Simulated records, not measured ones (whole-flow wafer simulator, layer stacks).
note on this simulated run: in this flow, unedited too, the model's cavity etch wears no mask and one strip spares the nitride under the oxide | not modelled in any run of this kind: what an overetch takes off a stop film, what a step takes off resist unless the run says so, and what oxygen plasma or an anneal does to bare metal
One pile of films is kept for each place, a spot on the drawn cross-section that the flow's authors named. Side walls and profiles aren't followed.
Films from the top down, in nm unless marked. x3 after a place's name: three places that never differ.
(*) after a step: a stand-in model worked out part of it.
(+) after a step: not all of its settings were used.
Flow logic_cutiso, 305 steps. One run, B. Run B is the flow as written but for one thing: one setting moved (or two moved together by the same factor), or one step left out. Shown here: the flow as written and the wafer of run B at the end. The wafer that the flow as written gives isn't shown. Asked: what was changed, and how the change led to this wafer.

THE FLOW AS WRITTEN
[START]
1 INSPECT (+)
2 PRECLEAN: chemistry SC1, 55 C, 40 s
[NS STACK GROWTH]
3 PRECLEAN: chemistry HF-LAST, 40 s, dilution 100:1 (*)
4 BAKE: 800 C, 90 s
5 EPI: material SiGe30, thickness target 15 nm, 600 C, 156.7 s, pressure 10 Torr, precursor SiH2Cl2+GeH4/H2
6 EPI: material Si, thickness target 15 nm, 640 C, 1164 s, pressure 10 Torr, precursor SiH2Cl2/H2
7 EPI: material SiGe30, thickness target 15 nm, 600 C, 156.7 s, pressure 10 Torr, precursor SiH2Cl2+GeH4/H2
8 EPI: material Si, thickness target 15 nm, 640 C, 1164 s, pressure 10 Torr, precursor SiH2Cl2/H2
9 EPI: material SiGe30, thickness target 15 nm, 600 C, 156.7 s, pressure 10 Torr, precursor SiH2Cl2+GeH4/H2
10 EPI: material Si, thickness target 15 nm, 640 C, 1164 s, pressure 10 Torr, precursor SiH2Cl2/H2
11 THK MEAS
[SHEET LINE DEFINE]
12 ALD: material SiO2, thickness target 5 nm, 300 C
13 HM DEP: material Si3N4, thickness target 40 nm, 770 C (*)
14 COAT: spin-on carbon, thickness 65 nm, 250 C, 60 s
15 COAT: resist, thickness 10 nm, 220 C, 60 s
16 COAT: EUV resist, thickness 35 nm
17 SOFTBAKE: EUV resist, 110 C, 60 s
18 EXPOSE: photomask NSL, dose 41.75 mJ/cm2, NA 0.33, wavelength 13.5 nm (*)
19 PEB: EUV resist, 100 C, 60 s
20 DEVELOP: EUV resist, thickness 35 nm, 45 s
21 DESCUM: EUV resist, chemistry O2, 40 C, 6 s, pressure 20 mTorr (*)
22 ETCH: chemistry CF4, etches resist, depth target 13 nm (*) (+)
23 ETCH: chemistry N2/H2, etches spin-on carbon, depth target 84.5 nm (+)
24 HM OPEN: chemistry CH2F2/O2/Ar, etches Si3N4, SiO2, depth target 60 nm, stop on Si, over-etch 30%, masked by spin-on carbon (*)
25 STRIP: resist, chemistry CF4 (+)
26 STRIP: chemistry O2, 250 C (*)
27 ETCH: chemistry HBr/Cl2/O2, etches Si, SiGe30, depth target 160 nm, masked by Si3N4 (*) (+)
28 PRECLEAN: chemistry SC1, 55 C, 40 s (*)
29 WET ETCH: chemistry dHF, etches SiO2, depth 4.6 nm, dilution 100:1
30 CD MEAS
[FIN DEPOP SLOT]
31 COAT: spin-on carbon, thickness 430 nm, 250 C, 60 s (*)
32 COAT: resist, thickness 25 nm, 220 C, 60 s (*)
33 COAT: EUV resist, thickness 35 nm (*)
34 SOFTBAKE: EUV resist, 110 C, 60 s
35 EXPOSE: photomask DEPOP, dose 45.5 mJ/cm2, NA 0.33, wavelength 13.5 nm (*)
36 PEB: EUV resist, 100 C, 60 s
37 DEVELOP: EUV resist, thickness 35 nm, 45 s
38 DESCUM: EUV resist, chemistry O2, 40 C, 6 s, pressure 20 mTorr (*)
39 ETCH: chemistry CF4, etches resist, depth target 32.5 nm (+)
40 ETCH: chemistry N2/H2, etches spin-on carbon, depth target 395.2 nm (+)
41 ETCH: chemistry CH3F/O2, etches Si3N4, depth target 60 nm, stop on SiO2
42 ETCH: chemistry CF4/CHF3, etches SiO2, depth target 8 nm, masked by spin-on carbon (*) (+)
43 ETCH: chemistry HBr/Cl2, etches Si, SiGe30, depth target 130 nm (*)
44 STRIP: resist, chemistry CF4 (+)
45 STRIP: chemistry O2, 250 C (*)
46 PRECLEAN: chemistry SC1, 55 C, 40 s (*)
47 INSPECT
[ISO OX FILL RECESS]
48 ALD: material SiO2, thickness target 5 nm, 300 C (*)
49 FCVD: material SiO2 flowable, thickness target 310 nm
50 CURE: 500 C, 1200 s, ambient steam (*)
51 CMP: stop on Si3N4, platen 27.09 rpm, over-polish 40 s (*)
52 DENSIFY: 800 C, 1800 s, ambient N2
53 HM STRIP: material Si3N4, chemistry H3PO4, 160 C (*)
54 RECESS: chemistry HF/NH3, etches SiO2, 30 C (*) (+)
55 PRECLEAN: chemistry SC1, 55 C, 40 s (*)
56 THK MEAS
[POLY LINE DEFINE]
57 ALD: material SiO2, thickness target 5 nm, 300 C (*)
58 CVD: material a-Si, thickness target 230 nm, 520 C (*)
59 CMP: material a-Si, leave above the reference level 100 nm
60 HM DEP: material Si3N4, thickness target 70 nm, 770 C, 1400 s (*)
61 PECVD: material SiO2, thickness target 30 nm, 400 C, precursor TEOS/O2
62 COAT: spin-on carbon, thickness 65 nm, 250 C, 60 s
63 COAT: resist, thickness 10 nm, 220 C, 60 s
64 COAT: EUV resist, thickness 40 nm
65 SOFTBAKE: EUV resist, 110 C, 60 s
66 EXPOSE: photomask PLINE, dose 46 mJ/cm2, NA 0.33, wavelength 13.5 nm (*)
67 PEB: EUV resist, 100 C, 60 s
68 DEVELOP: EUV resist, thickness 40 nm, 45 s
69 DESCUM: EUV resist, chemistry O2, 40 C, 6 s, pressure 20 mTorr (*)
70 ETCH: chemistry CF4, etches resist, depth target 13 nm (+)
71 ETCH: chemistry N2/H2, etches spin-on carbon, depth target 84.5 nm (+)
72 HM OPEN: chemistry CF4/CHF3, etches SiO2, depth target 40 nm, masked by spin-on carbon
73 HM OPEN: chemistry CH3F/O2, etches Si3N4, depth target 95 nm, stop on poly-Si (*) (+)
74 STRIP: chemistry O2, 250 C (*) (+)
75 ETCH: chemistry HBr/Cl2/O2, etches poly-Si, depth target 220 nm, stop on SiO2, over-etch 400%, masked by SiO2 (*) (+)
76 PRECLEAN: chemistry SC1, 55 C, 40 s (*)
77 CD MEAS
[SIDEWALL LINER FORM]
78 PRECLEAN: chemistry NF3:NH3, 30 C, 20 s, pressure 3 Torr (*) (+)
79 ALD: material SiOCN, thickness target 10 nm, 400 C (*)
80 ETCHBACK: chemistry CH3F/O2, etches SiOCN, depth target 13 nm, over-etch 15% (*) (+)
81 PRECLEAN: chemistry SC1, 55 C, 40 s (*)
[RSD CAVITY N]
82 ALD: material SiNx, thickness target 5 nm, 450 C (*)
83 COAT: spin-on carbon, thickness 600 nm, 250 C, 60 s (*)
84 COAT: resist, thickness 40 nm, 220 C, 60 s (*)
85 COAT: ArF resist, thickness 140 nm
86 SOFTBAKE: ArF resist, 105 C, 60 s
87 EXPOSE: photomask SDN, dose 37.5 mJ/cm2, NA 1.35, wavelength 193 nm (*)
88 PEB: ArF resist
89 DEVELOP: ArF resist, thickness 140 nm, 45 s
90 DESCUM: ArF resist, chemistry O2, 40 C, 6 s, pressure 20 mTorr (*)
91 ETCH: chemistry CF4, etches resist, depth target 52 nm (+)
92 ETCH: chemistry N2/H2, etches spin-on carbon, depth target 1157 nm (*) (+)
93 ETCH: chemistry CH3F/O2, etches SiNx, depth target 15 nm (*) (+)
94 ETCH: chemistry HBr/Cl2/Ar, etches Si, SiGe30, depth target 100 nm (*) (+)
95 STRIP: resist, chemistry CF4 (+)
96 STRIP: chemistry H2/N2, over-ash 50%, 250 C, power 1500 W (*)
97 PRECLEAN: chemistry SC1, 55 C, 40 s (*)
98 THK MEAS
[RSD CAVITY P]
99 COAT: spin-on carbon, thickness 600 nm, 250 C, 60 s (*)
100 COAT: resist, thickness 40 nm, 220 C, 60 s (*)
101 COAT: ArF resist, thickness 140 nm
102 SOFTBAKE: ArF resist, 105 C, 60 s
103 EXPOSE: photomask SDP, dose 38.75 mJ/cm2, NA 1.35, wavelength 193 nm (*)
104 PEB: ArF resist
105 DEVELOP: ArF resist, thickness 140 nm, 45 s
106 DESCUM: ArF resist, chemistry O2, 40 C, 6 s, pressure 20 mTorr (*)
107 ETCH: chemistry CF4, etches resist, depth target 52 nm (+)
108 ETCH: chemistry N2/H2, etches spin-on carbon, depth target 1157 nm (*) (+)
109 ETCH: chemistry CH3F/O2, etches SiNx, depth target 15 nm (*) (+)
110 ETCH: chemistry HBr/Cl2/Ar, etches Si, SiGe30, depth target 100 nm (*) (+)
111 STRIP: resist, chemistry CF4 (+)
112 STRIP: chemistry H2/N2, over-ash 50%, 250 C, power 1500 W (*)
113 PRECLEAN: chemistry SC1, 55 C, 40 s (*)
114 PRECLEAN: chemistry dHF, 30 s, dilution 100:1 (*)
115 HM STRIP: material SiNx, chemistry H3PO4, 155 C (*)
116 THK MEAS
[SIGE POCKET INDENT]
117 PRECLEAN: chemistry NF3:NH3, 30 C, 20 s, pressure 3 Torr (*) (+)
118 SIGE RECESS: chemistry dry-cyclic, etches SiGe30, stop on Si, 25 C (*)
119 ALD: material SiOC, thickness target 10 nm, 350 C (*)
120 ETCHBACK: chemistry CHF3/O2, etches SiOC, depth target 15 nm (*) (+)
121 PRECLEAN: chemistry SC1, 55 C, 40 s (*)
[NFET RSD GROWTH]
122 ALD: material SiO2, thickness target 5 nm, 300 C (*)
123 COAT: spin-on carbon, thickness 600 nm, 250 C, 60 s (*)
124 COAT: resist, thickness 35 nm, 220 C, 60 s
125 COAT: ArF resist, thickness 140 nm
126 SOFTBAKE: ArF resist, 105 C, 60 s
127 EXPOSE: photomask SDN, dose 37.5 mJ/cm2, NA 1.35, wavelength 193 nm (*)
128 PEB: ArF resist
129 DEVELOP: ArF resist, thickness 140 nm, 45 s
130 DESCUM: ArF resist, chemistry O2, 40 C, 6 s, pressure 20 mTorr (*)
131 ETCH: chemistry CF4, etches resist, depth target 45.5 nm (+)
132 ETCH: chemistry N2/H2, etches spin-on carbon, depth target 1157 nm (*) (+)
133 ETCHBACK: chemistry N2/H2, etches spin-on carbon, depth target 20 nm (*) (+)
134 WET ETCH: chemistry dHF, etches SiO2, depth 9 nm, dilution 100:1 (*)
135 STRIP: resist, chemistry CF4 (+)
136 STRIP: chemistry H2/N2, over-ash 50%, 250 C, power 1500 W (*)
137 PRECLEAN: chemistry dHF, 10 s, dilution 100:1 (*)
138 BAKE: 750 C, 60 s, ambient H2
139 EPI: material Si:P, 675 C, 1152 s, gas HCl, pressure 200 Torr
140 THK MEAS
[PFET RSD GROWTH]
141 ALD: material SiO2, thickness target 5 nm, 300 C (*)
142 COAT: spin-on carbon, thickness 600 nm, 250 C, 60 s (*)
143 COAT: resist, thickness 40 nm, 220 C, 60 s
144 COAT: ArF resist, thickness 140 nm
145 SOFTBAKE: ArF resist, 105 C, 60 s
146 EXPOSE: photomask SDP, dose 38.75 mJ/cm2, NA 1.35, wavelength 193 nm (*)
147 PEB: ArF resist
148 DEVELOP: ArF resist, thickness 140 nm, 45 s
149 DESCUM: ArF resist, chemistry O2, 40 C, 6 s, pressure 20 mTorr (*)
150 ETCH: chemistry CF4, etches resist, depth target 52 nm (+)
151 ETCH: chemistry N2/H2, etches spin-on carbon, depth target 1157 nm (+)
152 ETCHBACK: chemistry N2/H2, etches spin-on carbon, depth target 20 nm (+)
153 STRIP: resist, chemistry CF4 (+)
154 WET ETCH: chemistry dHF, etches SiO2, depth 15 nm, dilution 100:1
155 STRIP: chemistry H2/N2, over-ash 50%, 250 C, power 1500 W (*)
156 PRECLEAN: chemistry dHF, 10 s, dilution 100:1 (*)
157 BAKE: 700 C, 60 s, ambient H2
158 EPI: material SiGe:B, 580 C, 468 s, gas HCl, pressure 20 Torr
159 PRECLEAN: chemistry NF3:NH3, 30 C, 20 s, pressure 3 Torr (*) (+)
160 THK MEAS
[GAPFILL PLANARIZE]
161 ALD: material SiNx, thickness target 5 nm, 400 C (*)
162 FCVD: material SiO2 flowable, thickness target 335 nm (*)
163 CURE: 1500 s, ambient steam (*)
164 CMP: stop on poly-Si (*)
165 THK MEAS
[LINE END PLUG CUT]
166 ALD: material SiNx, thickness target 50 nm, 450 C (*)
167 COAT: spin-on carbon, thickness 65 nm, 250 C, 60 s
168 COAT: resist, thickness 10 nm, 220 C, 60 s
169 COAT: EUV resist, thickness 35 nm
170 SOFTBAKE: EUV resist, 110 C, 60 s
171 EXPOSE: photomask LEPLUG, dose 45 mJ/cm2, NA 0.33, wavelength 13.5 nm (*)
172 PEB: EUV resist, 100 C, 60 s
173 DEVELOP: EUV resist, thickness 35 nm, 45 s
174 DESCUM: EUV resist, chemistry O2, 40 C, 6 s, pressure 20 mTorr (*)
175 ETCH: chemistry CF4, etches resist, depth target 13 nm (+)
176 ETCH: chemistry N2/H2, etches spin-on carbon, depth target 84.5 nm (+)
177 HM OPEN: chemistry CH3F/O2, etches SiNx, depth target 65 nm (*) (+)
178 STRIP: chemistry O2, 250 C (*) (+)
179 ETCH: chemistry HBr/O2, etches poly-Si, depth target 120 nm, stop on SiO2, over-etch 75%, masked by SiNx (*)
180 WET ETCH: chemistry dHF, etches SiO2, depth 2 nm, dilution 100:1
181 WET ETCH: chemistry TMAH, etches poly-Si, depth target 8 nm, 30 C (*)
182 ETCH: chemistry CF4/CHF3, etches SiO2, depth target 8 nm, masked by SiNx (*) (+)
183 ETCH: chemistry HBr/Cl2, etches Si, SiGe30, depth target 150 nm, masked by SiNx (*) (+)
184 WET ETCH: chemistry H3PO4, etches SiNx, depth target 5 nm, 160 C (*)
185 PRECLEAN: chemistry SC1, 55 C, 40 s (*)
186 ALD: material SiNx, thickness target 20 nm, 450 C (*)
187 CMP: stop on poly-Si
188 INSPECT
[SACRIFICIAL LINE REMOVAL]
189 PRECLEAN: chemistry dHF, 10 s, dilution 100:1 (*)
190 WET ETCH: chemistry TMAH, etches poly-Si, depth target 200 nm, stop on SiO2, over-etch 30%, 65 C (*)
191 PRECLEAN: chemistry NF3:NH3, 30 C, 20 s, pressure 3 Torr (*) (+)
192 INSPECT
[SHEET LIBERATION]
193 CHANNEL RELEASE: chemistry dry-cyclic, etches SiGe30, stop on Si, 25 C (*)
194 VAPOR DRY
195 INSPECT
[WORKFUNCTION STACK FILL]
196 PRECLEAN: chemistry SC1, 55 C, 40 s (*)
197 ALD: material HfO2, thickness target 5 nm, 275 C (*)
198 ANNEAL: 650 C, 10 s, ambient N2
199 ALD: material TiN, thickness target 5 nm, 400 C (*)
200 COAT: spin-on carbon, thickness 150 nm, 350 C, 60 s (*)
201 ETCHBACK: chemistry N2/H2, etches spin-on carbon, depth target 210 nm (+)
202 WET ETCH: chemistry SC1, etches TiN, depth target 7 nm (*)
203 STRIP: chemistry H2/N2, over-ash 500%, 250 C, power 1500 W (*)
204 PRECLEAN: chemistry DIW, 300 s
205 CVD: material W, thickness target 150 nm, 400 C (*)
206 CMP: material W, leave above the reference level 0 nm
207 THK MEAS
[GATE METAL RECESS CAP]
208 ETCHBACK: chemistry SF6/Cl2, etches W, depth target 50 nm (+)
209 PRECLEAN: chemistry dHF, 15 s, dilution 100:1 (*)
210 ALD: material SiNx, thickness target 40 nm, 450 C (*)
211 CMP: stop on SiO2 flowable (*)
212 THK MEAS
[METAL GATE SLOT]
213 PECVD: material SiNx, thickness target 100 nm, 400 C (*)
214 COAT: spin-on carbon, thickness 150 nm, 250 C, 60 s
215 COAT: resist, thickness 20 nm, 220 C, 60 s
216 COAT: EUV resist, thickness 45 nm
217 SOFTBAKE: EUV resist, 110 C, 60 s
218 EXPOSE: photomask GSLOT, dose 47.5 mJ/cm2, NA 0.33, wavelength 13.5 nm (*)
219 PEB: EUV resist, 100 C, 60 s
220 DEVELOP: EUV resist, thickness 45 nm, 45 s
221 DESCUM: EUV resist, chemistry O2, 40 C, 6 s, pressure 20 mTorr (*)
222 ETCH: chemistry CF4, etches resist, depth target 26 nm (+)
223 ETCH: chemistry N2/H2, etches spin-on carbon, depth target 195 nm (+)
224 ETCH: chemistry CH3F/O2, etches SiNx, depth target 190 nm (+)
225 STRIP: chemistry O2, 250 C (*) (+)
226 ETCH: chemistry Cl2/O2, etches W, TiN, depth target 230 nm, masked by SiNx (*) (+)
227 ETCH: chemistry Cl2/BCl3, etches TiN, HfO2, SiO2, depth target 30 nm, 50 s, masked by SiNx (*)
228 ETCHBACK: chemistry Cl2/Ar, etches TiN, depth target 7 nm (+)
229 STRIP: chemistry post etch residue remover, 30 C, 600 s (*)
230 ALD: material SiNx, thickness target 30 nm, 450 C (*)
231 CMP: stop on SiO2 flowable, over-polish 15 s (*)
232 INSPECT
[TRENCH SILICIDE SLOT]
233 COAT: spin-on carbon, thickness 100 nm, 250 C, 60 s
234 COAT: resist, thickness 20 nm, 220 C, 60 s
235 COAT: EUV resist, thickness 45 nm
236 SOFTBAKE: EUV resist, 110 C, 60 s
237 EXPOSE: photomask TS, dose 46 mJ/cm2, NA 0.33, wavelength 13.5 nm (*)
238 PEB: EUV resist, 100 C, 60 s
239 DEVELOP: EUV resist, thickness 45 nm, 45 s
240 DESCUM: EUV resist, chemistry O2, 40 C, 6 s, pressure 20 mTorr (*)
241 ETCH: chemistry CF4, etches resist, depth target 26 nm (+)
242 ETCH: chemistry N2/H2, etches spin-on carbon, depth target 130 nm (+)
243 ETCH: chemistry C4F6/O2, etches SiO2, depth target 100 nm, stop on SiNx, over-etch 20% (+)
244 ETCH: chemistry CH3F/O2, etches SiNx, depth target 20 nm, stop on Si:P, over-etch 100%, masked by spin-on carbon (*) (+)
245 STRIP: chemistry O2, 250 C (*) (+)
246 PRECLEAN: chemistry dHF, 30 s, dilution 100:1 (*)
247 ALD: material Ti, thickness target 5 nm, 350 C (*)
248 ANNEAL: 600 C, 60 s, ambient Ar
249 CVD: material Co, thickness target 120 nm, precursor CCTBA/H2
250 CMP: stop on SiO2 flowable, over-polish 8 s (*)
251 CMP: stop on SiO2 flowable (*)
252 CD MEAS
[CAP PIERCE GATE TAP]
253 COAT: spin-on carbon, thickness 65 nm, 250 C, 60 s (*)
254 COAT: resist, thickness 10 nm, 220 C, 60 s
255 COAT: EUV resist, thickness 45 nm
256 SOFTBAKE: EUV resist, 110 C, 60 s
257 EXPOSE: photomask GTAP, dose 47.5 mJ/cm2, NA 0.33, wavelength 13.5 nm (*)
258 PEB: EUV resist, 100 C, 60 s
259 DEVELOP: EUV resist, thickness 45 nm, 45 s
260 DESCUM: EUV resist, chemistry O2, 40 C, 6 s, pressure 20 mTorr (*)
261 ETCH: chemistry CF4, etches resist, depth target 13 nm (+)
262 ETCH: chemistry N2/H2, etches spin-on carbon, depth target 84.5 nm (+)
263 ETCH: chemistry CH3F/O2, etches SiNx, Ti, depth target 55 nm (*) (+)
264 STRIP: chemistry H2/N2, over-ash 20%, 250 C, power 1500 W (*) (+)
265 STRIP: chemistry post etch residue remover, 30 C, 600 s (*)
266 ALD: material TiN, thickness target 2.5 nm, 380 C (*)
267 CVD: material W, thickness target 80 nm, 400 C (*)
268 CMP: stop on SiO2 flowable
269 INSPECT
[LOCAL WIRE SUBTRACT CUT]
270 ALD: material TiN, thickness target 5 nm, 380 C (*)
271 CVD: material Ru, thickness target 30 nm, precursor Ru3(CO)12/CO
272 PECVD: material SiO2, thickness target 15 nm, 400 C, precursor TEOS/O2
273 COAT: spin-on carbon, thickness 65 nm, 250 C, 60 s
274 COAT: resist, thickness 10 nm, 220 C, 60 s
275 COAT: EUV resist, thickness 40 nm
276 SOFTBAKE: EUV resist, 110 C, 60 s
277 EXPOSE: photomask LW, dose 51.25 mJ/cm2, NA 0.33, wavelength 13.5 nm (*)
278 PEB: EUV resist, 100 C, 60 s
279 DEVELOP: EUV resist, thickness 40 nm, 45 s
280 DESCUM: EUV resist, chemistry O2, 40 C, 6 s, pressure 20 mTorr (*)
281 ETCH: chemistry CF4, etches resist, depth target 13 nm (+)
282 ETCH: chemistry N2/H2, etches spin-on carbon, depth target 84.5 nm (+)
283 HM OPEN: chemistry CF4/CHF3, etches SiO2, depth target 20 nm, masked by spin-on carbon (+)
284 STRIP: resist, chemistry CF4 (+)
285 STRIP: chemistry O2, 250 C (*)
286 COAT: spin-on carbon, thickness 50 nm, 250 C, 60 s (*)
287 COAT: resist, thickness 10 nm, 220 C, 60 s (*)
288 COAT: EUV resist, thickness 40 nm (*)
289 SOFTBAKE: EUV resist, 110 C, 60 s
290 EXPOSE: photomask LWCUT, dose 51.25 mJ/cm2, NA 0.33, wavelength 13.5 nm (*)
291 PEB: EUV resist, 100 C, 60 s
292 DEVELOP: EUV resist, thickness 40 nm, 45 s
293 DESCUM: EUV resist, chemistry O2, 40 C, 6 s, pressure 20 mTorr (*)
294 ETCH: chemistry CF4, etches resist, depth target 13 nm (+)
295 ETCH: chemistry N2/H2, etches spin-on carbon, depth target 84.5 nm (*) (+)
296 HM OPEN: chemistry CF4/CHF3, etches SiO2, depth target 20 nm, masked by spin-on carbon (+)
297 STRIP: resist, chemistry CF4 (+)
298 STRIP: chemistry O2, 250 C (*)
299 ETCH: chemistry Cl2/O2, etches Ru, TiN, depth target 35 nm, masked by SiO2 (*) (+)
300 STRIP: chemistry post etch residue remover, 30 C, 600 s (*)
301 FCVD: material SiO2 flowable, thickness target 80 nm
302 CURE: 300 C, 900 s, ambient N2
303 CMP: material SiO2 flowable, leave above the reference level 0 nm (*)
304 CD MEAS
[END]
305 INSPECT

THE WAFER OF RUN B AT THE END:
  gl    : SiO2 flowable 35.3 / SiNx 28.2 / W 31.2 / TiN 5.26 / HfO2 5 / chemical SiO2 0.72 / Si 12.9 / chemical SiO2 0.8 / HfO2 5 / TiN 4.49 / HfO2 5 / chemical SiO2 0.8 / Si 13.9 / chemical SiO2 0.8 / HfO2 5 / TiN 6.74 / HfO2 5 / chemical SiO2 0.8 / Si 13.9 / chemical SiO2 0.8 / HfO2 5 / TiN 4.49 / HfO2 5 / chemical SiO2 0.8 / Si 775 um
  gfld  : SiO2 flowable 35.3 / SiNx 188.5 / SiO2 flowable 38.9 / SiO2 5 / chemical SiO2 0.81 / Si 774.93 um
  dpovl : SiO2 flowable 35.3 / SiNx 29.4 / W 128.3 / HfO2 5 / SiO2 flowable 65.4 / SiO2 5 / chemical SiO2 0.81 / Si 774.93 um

The cause: step 7, EPI: thickness target 17.2 nm was run, where the flow has thickness target 15 nm; step 7, EPI: 180.2 s was run, where the flow has 156.7 s.

How the change led to this, step by step:
  7 EPI: material SiGe30, thickness target 15 nm, 600 C, 156.7 s, pressure 10 Torr, precursor SiH2Cl2+GeH4/H2
      depop, dpovl, gfld and 19 more: SiGe30 +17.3 (new film) (as written it would be: SiGe30 +15 (new film))
  27 ETCH: chemistry HBr/Cl2/O2, etches Si, SiGe30, depth target 160 nm, masked by Si3N4 (*) (+)
      gfld, gxf, iso, lnri: chemical SiO2 -0.79 (all of it), Si -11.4 (all of it), SiGe30 -15 (all of it), Si -15 (all of it), SiGe30 -17.3 (all of it), Si -15 (all of it), SiGe30 -15 (all of it), Si -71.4 (as written it would be: chemical SiO2 -0.79 (all of it), Si -11.4 (all of it), SiGe30 -15 (all of it), Si -15 (all of it), SiGe30 -15 (all of it), Si -15 (all of it), SiGe30 -15 (all of it), Si -73.6)
      dpovl, nsgap: chemical SiO2 -0.79 (all of it), Si -11.8 (all of it), SiGe30 -15 (all of it), Si -15 (all of it), SiGe30 -17.3 (all of it), Si -15 (all of it), SiGe30 -15 (all of it), Si -71 (as written it would be: chemical SiO2 -0.79 (all of it), Si -11.8 (all of it), SiGe30 -15 (all of it), Si -15 (all of it), SiGe30 -15 (all of it), Si -15 (all of it), SiGe30 -15 (all of it), Si -73.2)
      (and at 1 more place)
  43 ETCH: chemistry HBr/Cl2, etches Si, SiGe30, depth target 130 nm (*)
      depop: Si -14 (all of it), SiGe30 -15 (all of it), Si -15 (all of it), SiGe30 -17.3 (all of it), Si -15 (all of it), SiGe30 -15 (all of it), Si -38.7 (as written it would be: Si -14 (all of it), SiGe30 -15 (all of it), Si -15 (all of it), SiGe30 -15 (all of it), Si -15 (all of it), SiGe30 -15 (all of it), Si -41)
  94 ETCH: chemistry HBr/Cl2/Ar, etches Si, SiGe30, depth target 100 nm (*) (+)
      rsdn, rsdx: chemical SiO2 -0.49 (all of it), Si -12.8 (all of it), SiGe30 -15 (all of it), Si -15 (all of it), SiGe30 -17.3 (all of it), Si -15 (all of it), SiGe30 -15 (all of it), Si -9.91 (as written it would be: chemical SiO2 -0.49 (all of it), Si -12.8 (all of it), SiGe30 -15 (all of it), Si -15 (all of it), SiGe30 -15 (all of it), Si -15 (all of it), SiGe30 -15 (all of it), Si -12.2)
  110 ETCH: chemistry HBr/Cl2/Ar, etches Si, SiGe30, depth target 100 nm (*) (+)
      rsdp, rsdw: chemical SiO2 -0.49 (all of it), Si -12.8 (all of it), SiGe30 -15 (all of it), Si -15 (all of it), SiGe30 -17.3 (all of it), Si -15 (all of it), SiGe30 -15 (all of it), Si -9.91 (as written it would be: chemical SiO2 -0.49 (all of it), Si -12.8 (all of it), SiGe30 -15 (all of it), Si -15 (all of it), SiGe30 -15 (all of it), Si -15 (all of it), SiGe30 -15 (all of it), Si -12.2)
  118 SIGE RECESS: chemistry dry-cyclic, etches SiGe30, stop on Si, 25 C (*)
      lnr, lnrp, lnrt: SiOCN -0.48, Si -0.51, cavity +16 (new film), SiGe30 -15 (all of it), Si -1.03, cavity +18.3 (new film), SiGe30 -17.3 (all of it), Si -1.03, cavity +16 (new film), SiGe30 -15 (all of it), Si -0.51 (as written it would be: SiOCN -0.48, Si -0.51, cavity +16 (new film), SiGe30 -15 (all of it), Si -1.03, cavity +16 (new film), SiGe30 -15 (all of it), Si -1.03, cavity +16 (new film), SiGe30 -15 (all of it), Si -0.51)
  119 ALD: material SiOC, thickness target 10 nm, 350 C (*)
      lnr, lnrp, lnrt: SiOC +10 (new film), SiOC +16 (new film), cavity -16 (all of it), SiOC +18.3 (new film), cavity -18.3 (all of it), SiOC +16 (new film), cavity -16 (all of it) (as written it would be: SiOC +10 (new film), SiOC +16 (new film), cavity -16 (all of it), SiOC +16 (new film), cavity -16 (all of it), SiOC +16 (new film), cavity -16 (all of it))
  183 ETCH: chemistry HBr/Cl2, etches Si, SiGe30, depth target 150 nm, masked by SiNx (*) (+)
      plug: Si -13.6 (all of it), SiGe30 -15 (all of it), Si -15 (all of it), SiGe30 -17.3 (all of it), Si -15 (all of it), SiGe30 -15 (all of it), Si -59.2 (as written it would be: Si -13.6 (all of it), SiGe30 -15 (all of it), Si -15 (all of it), SiGe30 -15 (all of it), Si -15 (all of it), SiGe30 -15 (all of it), Si -61.4)
  193 CHANNEL RELEASE: chemistry dry-cyclic, etches SiGe30, stop on Si, 25 C (*)
      gl, glp, gxn, gxp, ns, tap: chemical SiO2 +0.8 (new film), Si -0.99, chemical SiO2 +0.8 (new film), cavity +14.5 (new film), chemical SiO2 +0.8 (new film), SiGe30 -15 (all of it), Si -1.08, chemical SiO2 +0.8 (new film), cavity +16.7 (new film), chemical SiO2 +0.8 (new film), SiGe30 -17.3 (all of it), Si -1.08, chemical SiO2 +0.8 (new film), cavity +14.5 (new film), chemical SiO2 +0.8 (new film), SiGe30 -15 (all of it), Si -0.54 (as written it would be: chemical SiO2 +0.8 (new film), Si -0.99, chemical SiO2 +0.8 (new film), cavity +14.5 (new film), chemical SiO2 +0.8 (new film), SiGe30 -15 (all of it), Si -1.08, chemical SiO2 +0.8 (new film), cavity +14.5 (new film), chemical SiO2 +0.8 (new film), SiGe30 -15 (all of it), Si -1.08, chemical SiO2 +0.8 (new film), cavity +14.5 (new film), chemical SiO2 +0.8 (new film), SiGe30 -15 (all of it), Si -0.54)
  199 ALD: material TiN, thickness target 5 nm, 400 C (*)
      gl, glp, tap: TiN +5.26 (new film), TiN +4.49 (new film), cavity -4.49 (all of it), TiN +6.74 (new film), cavity -6.74 (all of it), TiN +4.49 (new film), cavity -4.49 (all of it) (as written it would be: TiN +5.26 (new film), TiN +4.49 (new film), cavity -4.49 (all of it), TiN +4.49 (new film), cavity -4.49 (all of it), TiN +4.49 (new film), cavity -4.49 (all of it))
      gxn, gxp, ns: TiN +5 (new film), TiN +4.49 (new film), cavity -4.49 (all of it), TiN +6.74 (new film), cavity -6.74 (all of it), TiN +4.49 (new film), cavity -4.49 (all of it) (as written it would be: TiN +5 (new film), TiN +4.49 (new film), cavity -4.49 (all of it), TiN +4.49 (new film), cavity -4.49 (all of it), TiN +4.49 (new film), cavity -4.49 (all of it))
